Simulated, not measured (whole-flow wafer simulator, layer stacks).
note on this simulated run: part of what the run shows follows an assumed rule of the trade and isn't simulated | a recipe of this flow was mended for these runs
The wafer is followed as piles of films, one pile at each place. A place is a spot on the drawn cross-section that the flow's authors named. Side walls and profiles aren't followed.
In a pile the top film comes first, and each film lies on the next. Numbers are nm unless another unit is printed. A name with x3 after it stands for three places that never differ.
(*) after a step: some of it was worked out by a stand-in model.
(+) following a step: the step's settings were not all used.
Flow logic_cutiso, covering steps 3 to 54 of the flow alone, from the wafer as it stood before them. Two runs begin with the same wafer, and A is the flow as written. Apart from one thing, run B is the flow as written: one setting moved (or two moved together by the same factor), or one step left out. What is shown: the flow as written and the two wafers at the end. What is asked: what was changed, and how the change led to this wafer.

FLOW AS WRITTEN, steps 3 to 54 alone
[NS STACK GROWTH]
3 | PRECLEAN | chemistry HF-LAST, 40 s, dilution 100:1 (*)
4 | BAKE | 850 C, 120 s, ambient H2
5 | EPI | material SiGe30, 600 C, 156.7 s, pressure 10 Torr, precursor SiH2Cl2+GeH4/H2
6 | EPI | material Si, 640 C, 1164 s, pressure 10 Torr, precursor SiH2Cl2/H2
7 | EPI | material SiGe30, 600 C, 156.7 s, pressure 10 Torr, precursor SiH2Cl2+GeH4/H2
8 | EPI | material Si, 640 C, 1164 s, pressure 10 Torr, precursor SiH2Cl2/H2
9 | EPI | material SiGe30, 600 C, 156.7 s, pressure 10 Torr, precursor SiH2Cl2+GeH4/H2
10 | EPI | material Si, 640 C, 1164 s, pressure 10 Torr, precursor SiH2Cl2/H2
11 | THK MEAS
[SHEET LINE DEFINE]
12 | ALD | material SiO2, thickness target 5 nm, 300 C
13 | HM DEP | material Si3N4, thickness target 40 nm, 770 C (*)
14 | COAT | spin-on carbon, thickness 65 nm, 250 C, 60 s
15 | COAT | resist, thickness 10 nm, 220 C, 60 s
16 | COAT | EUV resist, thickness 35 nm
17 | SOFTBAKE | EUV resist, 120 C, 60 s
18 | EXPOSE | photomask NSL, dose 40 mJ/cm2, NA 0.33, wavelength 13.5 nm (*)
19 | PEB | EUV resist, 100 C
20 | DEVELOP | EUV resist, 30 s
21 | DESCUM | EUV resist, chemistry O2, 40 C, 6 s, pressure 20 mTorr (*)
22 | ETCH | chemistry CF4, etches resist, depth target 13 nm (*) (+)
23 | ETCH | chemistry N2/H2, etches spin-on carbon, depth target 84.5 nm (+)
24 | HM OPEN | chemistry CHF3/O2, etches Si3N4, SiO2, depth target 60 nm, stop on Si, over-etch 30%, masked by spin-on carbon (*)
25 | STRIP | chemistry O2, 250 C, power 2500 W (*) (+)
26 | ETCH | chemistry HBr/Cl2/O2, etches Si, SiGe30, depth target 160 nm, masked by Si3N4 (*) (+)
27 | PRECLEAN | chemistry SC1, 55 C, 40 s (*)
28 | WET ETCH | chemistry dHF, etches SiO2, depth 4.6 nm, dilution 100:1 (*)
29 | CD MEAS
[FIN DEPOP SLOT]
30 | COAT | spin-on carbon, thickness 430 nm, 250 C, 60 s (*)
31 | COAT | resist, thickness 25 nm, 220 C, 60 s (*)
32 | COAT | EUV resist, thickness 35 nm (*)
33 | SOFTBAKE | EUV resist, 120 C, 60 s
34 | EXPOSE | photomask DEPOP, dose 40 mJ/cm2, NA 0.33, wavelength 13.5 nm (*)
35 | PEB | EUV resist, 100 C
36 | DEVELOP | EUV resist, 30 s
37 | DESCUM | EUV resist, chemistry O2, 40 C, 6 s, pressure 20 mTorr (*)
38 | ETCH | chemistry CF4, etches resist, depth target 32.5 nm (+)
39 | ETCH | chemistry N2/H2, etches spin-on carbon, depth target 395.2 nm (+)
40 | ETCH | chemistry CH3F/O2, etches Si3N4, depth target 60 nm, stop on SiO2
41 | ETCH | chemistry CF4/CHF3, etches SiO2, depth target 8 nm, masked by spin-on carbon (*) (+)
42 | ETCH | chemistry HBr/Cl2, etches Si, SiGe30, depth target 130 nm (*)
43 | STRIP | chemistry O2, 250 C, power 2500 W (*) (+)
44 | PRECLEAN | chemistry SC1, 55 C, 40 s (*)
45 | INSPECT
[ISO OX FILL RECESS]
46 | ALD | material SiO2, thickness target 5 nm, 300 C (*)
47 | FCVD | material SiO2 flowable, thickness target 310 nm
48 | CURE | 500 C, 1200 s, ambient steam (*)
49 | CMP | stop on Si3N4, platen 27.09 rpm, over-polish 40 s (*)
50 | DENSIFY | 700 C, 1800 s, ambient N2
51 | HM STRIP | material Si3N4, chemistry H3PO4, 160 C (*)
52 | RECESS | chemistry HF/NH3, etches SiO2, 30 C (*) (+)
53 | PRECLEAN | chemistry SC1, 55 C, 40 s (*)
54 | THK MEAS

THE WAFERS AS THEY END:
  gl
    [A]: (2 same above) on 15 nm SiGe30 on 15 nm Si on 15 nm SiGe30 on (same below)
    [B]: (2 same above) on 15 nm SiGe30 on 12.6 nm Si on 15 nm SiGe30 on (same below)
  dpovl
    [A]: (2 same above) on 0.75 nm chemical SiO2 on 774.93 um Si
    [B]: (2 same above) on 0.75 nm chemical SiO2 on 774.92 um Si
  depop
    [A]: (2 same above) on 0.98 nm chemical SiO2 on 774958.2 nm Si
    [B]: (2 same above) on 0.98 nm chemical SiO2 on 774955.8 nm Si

What caused this: step 8, EPI: 978.1 s was run, whereas the flow has 1164 s.

The path from the change to this, step by step:
  8 | EPI | material Si, 640 C, 1164 s, pressure 10 Torr, precursor SiH2Cl2/H2
      depop, dpovl, gfld and 19 more: A Si gains 15 (new film) | B Si gains 12.6 (new film)
  26 | ETCH | chemistry HBr/Cl2/O2, etches Si, SiGe30, depth target 160 nm, masked by Si3N4 (*) (+)
      dpovl, gfld, gxf, iso, isow, lnri, nsgap: A chemical SiO2 loses 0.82 (all of it), Si loses 12 (all of it), SiGe30 loses 15 (all of it), Si loses 15 (all of it), SiGe30 loses 15 (all of it), Si loses 15 (all of it), SiGe30 loses 15 (all of it), Si loses 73 | B chemical SiO2 loses 0.82 (all of it), Si loses 12 (all of it), SiGe30 loses 15 (all of it), Si loses 12.6 (all of it), SiGe30 loses 15 (all of it), Si loses 15 (all of it), SiGe30 loses 15 (all of it), Si loses 75.4
  42 | ETCH | chemistry HBr/Cl2, etches Si, SiGe30, depth target 130 nm (*)
      depop: A Si loses 13.8 (all of it), SiGe30 loses 15 (all of it), Si loses 15 (all of it), SiGe30 loses 15 (all of it), Si loses 15 (all of it), SiGe30 loses 15 (all of it), Si loses 41.2 | B Si loses 13.8 (all of it), SiGe30 loses 15 (all of it), Si loses 12.6 (all of it), SiGe30 loses 15 (all of it), Si loses 15 (all of it), SiGe30 loses 15 (all of it), Si loses 43.6
